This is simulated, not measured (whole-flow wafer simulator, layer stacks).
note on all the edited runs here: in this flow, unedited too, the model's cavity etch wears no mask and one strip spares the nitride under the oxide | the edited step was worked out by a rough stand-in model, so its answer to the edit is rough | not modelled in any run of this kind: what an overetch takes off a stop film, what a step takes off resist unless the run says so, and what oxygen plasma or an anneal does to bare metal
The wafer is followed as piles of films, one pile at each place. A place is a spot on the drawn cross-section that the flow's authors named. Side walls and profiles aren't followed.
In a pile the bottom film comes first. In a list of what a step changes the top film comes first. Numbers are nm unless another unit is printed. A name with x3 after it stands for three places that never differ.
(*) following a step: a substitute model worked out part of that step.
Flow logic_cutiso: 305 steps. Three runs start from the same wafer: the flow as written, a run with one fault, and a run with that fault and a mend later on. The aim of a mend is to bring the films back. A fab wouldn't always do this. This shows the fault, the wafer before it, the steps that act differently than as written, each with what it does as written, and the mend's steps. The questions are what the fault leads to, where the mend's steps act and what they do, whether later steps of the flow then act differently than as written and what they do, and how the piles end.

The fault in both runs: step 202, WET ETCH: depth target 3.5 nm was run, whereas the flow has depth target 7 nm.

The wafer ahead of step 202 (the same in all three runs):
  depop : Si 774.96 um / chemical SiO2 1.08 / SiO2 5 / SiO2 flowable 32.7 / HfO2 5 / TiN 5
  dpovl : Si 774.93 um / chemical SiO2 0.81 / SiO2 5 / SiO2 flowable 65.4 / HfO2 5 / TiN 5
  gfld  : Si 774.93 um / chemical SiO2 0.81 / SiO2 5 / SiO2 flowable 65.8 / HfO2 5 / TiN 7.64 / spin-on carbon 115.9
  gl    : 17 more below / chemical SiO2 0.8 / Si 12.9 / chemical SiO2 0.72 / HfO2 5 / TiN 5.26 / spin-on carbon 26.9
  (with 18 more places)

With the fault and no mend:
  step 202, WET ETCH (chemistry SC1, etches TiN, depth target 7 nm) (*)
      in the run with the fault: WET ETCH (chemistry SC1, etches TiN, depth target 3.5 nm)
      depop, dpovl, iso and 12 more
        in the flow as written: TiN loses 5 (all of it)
        in the run with the fault: TiN loses 3.5
  Later steps of the flow acting differently than as written (2 more steps, not shown, differ only slightly: by at most 2% or 0.5 nm, whichever is larger):
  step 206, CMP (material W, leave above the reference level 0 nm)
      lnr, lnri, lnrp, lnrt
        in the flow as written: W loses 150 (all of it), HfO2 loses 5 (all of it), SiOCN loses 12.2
        in the run with the fault: W loses 150 (all of it), TiN loses 1.5 (all of it), HfO2 loses 5 (all of it), SiOCN loses 12.2
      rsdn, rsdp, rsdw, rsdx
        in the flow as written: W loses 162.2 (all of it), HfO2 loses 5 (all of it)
        in the run with the fault: W loses 162.2 (all of it), TiN loses 1.5 (all of it), HfO2 loses 5 (all of it)
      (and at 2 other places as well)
  By the end, the piles at depop, dpovl, isow, ns, nsgap depart from the flow's by more than 2% or 0.5 nm, whichever is larger.
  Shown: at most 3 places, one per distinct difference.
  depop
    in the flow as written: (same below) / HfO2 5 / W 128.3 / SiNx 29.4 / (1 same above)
    in the run with the fault: (same below) / HfO2 5 / TiN 1.5 / W 126.8 / SiNx 29.4 / (1 same above)
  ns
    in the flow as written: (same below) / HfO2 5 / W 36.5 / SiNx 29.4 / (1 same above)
    in the run with the fault: (same below) / HfO2 5 / TiN 1.5 / W 35 / SiNx 29.4 / (1 same above)

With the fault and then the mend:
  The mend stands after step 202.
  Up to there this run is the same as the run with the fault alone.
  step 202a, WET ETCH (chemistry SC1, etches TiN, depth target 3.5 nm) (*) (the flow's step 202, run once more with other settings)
      depop, dpovl, iso and 12 more
        TiN loses 1.5 (all of it)
  Every later step of the flow that is run acts as written, at every place that is followed, to within 2% or 0.5 nm, whichever is larger.
  At every place that both follow, the piles at the end match the flow's.
